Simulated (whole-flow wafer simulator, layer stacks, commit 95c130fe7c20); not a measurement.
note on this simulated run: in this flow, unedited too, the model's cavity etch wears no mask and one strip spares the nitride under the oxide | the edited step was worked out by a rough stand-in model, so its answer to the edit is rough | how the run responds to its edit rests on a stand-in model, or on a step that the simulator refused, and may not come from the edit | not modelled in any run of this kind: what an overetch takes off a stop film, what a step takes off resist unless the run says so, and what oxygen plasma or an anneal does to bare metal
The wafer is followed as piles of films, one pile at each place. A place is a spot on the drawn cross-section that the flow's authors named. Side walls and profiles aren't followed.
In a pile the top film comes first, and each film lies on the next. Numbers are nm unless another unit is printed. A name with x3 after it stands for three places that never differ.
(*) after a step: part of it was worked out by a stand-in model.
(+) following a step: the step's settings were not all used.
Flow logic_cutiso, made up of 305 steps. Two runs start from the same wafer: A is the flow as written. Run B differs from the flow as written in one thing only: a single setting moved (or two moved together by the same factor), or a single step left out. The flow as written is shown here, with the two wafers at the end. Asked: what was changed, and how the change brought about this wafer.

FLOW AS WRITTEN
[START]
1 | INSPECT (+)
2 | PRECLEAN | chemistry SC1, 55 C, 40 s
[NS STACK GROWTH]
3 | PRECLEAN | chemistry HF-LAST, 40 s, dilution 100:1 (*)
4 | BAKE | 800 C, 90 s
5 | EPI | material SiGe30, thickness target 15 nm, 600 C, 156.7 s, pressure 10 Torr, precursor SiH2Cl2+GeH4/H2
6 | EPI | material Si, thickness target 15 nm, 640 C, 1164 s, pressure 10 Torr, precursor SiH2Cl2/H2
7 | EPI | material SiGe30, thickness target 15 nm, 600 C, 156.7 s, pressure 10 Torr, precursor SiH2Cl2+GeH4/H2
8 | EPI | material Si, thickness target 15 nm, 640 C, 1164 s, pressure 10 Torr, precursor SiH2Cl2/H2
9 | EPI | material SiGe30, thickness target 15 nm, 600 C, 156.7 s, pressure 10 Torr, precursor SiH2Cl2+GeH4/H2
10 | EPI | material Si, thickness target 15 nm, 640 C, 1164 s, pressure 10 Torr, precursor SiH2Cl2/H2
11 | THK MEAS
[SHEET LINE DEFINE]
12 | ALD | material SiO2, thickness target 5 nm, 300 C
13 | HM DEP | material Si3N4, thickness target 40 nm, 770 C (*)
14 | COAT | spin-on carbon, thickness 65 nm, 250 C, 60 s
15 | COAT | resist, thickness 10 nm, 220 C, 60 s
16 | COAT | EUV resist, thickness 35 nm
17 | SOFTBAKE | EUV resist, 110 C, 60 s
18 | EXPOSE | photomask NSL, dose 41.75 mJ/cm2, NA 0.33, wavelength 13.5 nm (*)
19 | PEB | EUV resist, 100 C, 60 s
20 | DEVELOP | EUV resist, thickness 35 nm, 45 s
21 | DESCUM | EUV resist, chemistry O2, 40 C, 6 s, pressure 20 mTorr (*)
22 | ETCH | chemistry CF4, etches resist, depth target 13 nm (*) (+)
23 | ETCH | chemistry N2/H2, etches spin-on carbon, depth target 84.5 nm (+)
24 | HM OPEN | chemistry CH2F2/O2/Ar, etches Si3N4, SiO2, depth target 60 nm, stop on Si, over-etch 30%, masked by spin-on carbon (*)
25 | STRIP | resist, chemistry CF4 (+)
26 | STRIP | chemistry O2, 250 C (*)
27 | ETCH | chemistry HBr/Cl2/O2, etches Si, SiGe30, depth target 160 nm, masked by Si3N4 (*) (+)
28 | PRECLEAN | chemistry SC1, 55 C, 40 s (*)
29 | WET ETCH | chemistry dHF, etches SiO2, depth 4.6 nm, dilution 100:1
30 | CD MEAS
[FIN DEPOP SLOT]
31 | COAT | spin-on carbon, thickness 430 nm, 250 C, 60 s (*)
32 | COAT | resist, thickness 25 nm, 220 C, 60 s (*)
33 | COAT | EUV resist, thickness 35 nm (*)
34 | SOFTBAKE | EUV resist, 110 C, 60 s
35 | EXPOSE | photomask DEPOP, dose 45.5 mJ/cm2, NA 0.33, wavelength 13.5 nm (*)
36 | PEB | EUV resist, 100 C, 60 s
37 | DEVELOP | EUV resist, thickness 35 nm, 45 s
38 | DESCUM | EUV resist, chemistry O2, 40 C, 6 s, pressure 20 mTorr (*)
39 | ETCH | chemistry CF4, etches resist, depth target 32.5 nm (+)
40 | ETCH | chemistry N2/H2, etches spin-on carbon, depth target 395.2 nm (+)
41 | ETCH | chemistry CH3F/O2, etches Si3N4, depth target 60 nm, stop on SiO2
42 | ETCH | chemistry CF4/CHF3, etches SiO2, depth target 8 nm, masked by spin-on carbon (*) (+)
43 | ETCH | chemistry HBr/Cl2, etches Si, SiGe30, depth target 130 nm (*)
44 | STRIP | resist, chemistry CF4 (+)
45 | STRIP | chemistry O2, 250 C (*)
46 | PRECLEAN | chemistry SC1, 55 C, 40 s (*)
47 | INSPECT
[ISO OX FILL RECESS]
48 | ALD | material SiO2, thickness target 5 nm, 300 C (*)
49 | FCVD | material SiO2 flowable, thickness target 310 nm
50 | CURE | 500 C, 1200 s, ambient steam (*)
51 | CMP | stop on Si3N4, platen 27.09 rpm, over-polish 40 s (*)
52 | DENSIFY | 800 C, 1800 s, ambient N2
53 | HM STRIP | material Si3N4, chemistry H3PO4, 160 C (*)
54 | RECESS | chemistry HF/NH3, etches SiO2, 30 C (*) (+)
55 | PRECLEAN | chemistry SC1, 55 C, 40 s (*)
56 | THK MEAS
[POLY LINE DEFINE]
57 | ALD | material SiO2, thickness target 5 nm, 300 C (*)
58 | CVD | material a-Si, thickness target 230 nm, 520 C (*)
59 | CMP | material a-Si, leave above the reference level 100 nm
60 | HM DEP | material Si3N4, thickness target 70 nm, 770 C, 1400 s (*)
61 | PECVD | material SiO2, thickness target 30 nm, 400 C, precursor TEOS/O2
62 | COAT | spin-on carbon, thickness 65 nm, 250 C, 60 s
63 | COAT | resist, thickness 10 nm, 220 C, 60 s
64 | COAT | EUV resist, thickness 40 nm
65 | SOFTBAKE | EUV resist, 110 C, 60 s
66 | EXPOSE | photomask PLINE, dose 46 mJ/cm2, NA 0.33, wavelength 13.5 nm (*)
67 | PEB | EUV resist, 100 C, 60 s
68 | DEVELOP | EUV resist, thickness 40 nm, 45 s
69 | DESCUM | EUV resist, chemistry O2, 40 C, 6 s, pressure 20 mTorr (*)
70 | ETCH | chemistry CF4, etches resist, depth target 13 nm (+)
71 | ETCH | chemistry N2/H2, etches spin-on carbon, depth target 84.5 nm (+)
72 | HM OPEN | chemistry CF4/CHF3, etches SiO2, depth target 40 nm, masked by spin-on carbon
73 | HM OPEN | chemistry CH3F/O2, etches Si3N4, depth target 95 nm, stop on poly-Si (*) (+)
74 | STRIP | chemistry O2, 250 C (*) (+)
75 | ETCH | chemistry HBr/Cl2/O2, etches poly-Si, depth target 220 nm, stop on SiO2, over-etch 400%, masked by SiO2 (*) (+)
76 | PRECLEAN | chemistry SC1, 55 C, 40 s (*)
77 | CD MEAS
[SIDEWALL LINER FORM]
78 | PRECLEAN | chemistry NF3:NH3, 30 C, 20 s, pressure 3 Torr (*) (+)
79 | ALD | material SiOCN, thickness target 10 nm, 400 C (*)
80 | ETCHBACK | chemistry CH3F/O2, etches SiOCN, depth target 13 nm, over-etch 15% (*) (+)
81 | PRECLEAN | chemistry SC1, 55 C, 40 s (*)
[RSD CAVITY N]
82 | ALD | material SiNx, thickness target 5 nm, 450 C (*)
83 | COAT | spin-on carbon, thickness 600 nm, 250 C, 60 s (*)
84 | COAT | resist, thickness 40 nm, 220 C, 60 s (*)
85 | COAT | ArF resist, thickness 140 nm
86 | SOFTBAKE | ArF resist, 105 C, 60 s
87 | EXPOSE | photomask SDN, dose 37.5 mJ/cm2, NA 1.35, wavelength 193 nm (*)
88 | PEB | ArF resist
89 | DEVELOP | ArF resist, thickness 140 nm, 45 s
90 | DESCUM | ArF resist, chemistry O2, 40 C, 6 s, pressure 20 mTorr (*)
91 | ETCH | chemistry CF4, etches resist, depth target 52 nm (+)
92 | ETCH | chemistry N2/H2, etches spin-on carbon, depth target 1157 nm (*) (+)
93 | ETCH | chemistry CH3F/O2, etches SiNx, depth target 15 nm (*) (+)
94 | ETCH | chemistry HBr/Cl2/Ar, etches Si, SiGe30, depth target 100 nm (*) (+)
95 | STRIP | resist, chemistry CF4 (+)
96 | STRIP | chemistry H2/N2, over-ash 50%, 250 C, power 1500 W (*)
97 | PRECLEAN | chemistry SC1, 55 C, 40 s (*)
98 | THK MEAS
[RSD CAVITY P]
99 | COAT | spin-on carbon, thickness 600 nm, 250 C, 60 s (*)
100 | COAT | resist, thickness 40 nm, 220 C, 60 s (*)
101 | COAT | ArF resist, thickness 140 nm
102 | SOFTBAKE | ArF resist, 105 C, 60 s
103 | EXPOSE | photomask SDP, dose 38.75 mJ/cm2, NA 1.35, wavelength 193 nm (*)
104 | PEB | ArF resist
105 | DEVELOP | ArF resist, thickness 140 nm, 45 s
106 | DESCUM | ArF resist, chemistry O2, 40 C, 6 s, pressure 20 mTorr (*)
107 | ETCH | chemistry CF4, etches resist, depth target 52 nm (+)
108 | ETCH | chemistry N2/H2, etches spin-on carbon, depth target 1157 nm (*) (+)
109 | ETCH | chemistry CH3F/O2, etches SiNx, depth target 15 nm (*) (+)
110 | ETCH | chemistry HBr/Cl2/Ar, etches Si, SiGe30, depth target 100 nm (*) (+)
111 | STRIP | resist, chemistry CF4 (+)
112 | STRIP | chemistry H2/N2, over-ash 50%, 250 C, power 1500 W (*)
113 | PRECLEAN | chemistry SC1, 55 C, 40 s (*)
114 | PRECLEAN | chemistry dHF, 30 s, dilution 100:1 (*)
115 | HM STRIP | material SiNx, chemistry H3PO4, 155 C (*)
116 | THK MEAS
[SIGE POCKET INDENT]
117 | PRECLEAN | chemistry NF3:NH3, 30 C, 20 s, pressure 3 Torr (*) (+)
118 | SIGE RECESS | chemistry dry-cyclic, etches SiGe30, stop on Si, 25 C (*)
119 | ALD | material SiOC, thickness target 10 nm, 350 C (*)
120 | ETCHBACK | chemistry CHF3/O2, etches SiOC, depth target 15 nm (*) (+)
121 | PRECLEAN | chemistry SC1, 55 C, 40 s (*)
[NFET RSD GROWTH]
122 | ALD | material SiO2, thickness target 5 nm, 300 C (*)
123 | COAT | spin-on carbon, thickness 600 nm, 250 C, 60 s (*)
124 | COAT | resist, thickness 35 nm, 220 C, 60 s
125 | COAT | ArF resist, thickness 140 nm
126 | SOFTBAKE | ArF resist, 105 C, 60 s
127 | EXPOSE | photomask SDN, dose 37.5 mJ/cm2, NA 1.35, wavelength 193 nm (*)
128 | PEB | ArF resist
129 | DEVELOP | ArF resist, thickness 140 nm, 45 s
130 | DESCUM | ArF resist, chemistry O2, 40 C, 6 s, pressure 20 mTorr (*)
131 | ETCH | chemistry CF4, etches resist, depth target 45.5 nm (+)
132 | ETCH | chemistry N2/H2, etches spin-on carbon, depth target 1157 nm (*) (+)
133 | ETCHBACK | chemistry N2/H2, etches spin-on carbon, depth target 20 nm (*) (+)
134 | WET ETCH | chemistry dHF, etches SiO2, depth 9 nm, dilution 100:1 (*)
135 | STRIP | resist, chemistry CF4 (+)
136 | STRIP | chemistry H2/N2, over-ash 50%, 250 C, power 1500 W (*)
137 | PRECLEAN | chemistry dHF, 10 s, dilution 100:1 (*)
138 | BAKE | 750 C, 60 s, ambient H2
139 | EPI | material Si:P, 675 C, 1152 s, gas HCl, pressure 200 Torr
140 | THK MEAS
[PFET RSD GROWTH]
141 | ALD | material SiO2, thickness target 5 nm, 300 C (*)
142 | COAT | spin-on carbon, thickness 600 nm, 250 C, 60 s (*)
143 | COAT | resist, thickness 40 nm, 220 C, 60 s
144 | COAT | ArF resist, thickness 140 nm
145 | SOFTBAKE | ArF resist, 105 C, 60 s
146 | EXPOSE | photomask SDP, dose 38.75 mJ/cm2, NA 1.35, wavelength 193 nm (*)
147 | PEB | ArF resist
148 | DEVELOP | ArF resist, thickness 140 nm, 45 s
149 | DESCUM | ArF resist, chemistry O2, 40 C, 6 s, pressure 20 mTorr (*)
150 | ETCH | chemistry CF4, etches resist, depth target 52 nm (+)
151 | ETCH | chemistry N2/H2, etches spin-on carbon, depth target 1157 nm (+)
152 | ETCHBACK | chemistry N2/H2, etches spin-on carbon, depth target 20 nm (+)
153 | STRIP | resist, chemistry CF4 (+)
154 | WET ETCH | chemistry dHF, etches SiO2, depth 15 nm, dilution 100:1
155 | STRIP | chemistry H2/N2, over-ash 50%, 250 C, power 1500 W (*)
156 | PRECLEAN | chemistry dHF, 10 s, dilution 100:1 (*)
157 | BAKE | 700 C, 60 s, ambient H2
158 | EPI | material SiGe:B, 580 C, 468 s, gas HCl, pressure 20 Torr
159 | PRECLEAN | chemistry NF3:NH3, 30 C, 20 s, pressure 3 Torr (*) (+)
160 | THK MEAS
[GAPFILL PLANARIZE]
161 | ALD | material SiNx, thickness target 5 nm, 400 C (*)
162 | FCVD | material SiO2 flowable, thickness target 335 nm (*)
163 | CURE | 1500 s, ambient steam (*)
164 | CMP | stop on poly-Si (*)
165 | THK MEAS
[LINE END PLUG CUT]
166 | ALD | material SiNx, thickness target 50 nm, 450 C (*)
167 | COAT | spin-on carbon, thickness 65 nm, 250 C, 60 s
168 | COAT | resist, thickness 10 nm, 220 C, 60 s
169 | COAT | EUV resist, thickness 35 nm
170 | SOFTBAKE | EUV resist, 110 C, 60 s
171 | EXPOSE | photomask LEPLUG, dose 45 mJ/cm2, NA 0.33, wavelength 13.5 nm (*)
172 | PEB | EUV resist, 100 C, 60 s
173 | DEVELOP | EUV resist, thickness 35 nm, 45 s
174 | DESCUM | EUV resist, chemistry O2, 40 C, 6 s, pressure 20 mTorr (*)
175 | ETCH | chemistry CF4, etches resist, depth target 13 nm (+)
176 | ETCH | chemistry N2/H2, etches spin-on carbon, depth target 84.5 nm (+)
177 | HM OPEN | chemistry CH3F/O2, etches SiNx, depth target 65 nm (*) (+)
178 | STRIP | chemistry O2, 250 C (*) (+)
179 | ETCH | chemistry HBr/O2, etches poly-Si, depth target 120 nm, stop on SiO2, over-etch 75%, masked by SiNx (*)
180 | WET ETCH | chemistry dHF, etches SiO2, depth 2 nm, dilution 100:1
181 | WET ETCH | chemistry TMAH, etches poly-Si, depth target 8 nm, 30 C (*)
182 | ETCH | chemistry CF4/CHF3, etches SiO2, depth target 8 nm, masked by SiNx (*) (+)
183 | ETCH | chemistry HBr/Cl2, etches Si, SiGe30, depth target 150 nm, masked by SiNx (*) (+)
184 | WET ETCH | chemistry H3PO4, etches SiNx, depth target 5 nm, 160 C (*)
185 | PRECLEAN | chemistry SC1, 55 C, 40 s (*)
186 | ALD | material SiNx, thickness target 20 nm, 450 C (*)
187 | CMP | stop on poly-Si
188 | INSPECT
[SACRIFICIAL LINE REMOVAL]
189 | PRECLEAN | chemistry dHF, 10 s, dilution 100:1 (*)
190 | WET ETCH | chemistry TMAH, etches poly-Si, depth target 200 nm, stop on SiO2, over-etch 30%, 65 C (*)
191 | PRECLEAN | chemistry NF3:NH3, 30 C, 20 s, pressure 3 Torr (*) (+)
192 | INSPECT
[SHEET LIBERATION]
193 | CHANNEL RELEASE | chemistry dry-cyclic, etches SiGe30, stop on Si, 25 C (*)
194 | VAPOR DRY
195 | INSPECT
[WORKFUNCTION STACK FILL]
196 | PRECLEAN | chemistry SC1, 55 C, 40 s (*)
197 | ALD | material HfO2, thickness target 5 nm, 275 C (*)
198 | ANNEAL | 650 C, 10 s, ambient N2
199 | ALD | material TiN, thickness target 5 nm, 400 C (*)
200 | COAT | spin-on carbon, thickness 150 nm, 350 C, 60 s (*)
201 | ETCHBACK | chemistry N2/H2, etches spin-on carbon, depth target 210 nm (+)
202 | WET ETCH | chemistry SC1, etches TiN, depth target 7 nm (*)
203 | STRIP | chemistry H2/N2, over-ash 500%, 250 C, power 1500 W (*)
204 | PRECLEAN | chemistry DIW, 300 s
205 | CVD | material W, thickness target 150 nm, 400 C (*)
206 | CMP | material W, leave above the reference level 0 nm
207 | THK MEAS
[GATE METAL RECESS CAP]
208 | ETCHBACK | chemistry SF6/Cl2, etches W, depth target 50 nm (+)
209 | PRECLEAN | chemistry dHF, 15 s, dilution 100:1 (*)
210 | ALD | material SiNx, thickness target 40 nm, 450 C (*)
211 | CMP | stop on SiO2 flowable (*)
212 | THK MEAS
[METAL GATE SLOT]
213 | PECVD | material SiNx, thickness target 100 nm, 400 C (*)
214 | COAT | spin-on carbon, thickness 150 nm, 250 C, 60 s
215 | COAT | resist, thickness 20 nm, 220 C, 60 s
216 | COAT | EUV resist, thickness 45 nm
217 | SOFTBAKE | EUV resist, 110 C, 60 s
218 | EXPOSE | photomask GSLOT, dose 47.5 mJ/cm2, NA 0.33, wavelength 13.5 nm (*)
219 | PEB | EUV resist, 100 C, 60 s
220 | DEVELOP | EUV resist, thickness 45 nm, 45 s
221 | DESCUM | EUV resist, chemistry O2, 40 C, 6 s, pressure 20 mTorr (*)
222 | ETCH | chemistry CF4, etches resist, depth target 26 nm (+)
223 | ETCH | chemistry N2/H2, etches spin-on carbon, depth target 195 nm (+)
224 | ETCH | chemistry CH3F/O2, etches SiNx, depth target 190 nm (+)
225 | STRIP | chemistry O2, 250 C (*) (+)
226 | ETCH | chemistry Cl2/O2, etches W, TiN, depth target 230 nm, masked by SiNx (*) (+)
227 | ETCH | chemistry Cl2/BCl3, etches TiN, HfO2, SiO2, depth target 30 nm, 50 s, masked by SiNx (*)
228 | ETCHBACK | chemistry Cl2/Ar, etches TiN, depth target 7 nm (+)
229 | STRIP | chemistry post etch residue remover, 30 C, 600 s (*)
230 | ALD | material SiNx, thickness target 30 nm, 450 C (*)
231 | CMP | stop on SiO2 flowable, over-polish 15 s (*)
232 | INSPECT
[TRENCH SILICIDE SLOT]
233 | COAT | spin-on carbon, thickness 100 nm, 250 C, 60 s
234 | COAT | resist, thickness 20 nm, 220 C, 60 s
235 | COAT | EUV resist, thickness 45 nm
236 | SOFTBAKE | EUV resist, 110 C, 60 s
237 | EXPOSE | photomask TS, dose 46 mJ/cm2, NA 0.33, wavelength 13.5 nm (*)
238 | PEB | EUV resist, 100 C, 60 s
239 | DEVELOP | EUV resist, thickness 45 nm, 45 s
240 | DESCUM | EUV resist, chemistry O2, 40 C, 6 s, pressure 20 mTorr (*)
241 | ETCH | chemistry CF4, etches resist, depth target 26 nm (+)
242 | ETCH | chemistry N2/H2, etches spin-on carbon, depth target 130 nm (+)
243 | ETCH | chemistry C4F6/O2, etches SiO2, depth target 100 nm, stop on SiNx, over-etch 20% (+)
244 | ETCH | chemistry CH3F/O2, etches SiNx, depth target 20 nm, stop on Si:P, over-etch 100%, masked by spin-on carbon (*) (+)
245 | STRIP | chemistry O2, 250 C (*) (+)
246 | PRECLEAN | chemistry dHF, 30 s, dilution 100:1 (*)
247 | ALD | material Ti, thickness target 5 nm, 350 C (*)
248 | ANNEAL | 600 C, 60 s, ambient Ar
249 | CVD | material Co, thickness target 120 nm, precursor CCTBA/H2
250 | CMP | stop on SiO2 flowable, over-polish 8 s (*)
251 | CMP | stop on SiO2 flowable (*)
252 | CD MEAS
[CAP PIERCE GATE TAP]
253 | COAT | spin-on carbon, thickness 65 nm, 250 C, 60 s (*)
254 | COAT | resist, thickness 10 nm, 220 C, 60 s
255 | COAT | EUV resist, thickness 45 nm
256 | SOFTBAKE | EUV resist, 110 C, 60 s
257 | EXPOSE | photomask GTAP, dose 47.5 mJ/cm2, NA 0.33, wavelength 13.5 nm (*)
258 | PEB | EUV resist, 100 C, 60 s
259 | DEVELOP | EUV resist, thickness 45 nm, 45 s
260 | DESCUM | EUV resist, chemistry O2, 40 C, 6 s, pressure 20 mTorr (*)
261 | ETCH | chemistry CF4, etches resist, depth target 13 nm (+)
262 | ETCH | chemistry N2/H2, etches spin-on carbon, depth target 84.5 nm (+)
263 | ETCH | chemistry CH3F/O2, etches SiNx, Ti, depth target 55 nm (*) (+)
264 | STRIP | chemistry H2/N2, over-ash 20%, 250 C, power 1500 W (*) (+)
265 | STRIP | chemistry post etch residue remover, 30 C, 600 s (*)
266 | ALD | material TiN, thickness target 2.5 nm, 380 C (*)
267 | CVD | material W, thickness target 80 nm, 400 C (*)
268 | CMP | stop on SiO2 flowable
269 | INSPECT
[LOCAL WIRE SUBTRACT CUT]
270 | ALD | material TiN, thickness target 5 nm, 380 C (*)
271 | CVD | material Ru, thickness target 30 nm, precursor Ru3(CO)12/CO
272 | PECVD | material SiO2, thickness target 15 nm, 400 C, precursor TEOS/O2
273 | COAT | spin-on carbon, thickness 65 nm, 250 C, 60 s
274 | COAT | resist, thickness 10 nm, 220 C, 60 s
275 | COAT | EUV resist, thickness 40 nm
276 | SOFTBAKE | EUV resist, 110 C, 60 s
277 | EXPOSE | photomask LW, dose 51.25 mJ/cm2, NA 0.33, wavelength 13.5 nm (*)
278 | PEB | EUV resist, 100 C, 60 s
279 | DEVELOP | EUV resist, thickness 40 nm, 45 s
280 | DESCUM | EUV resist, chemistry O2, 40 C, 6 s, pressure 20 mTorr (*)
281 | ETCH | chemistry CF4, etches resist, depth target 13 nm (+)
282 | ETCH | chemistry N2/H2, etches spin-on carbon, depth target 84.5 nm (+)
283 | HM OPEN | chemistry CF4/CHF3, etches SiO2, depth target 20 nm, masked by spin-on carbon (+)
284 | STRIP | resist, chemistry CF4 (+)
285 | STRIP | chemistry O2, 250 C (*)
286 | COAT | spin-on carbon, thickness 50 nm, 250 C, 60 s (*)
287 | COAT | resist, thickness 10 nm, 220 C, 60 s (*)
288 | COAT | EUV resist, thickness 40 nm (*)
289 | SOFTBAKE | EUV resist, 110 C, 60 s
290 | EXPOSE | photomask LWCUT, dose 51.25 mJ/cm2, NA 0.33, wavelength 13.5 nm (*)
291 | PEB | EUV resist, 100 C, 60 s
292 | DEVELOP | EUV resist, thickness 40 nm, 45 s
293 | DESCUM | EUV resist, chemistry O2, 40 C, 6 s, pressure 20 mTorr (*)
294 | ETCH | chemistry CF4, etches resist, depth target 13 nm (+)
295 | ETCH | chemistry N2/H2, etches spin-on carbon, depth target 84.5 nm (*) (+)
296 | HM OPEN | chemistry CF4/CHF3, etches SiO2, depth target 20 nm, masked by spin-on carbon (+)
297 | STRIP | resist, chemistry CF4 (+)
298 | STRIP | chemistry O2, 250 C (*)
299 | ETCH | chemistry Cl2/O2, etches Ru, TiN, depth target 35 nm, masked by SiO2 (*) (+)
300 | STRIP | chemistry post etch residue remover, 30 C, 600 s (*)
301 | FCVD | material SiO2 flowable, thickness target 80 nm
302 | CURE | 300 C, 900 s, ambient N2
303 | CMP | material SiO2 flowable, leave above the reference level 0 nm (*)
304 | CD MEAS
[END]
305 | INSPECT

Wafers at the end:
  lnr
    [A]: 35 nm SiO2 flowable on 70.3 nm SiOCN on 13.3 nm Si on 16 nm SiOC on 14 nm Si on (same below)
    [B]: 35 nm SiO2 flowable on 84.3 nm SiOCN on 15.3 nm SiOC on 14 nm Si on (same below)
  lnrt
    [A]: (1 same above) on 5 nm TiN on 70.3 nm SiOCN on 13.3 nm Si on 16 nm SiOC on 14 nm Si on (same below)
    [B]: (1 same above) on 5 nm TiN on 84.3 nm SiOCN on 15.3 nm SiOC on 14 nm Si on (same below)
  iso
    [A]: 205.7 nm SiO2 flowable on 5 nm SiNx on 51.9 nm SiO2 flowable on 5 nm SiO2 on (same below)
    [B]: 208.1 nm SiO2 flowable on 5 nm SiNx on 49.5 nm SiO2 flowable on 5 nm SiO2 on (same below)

The reason: step 75, ETCH: depth target 313.5 nm was run, while the flow as written has depth target 220 nm.

The path from the change to this, step by step:
  75 | ETCH | chemistry HBr/Cl2/O2, etches poly-Si, depth target 220 nm, stop on SiO2, over-etch 400%, masked by SiO2 (*) (+)
      lnr, lnrp, lnrt, rsdn, rsdp, rsdw, rsdx: A chemical SiO2 loses 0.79 (all of it), poly-Si loses 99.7 (all of it), SiO2 loses 5 (all of it) | B chemical SiO2 loses 0.79 (all of it), poly-Si loses 99.7 (all of it), SiO2 loses 5 (all of it), chemical SiO2 loses 0.49 (all of it), Si loses 13.9 (all of it)
      iso, lnri: A chemical SiO2 loses 0.79 (all of it), poly-Si loses 189.1 (all of it), SiO2 loses 4.55 | B chemical SiO2 loses 0.79 (all of it), poly-Si loses 189.1 (all of it), SiO2 loses 5 (all of it), SiO2 flowable loses 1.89
  80 | ETCHBACK | chemistry CH3F/O2, etches SiOCN, depth target 13 nm, over-etch 15% (*) (+)
      rsdn, rsdp, rsdw, rsdx: A SiOCN loses 10 (all of it), Si loses 0.7 | B SiOCN loses 10 (all of it), SiGe30 loses 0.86
      lnr, lnrp, lnrt: A SiOCN gains 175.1 | B SiOCN gains 189.1
  94 | ETCH | chemistry HBr/Cl2/Ar, etches Si, SiGe30, depth target 100 nm (*) (+)
      rsdn, rsdx: A chemical SiO2 loses 0.49 (all of it), Si loses 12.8 (all of it), SiGe30 loses 15 (all of it), Si loses 15 (all of it), SiGe30 loses 15 (all of it), Si loses 15 (all of it), SiGe30 loses 15 (all of it), Si loses 12.2 | B chemical SiO2 loses 0.49 (all of it), SiGe30 loses 13.7 (all of it), Si loses 15 (all of it), SiGe30 loses 15 (all of it), Si loses 15 (all of it), SiGe30 loses 15 (all of it), Si loses 26.3
  110 | ETCH | chemistry HBr/Cl2/Ar, etches Si, SiGe30, depth target 100 nm (*) (+)
      rsdp, rsdw: A chemical SiO2 loses 0.49 (all of it), Si loses 12.8 (all of it), SiGe30 loses 15 (all of it), Si loses 15 (all of it), SiGe30 loses 15 (all of it), Si loses 15 (all of it), SiGe30 loses 15 (all of it), Si loses 12.2 | B chemical SiO2 loses 0.49 (all of it), SiGe30 loses 13.7 (all of it), Si loses 15 (all of it), SiGe30 loses 15 (all of it), Si loses 15 (all of it), SiGe30 loses 15 (all of it), Si loses 26.3
  118 | SIGE RECESS | chemistry dry-cyclic, etches SiGe30, stop on Si, 25 C (*)
      lnr, lnrp, lnrt: A SiOCN loses 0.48, Si loses 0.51, cavity gains 16 (new film), SiGe30 loses 15 (all of it), Si loses 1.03, cavity gains 16 (new film), SiGe30 loses 15 (all of it), Si loses 1.03, cavity gains 16 (new film), SiGe30 loses 15 (all of it), Si loses 0.51 | B SiOCN loses 0.48, cavity gains 15.3 (new film), SiGe30 loses 14.8 (all of it), Si loses 1.03, cavity gains 16 (new film), SiGe30 loses 15 (all of it), Si loses 1.03, cavity gains 16 (new film), SiGe30 loses 15 (all of it), Si loses 0.51
  119 | ALD | material SiOC, thickness target 10 nm, 350 C (*)
      lnr, lnrp, lnrt: A SiOC gains 10 (new film), SiOC gains 16 (new film), cavity loses 16 (all of it), SiOC gains 16 (new film), cavity loses 16 (all of it), SiOC gains 16 (new film), cavity loses 16 (all of it) | B SiOC gains 10 (new film), SiOC gains 15.3 (new film), cavity loses 15.3 (all of it), SiOC gains 16 (new film), cavity loses 16 (all of it), SiOC gains 16 (new film), cavity loses 16 (all of it)
  135 | STRIP | resist, chemistry CF4 (+)
      gl: A Si3N4 loses 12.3 | B Si3N4 loses 11.7
  139 | EPI | material Si:P, 675 C, 1152 s, gas HCl, pressure 200 Torr
      rsdn, rsdx: A Si:P gains 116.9 (new film) | B Si:P gains 131 (new film)
  141 | ALD | material SiO2, thickness target 5 nm, 300 C (*)
      gxn: A SiO2 gains 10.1 (new film) | B SiO2 gains 6.14 (new film)
  158 | EPI | material SiGe:B, 580 C, 468 s, gas HCl, pressure 20 Torr
      rsdp, rsdw: A SiGe:B gains 116.8 (new film) | B SiGe:B gains 131 (new film)
  159 | PRECLEAN | chemistry NF3:NH3, 30 C, 20 s, pressure 3 Torr (*) (+)
      gxn: A SiO2 loses 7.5 | B SiO2 loses 4.62 (all of it), Si3N4 loses 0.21
  164 | CMP | stop on poly-Si (*)
      gxn: A SiO2 flowable loses 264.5 (all of it), SiNx loses 5 (all of it), SiO2 loses 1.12 (all of it), Si3N4 loses 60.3 (all of it) | B SiO2 flowable loses 265.4 (all of it), SiNx loses 5 (all of it), Si3N4 loses 60.4 (all of it)
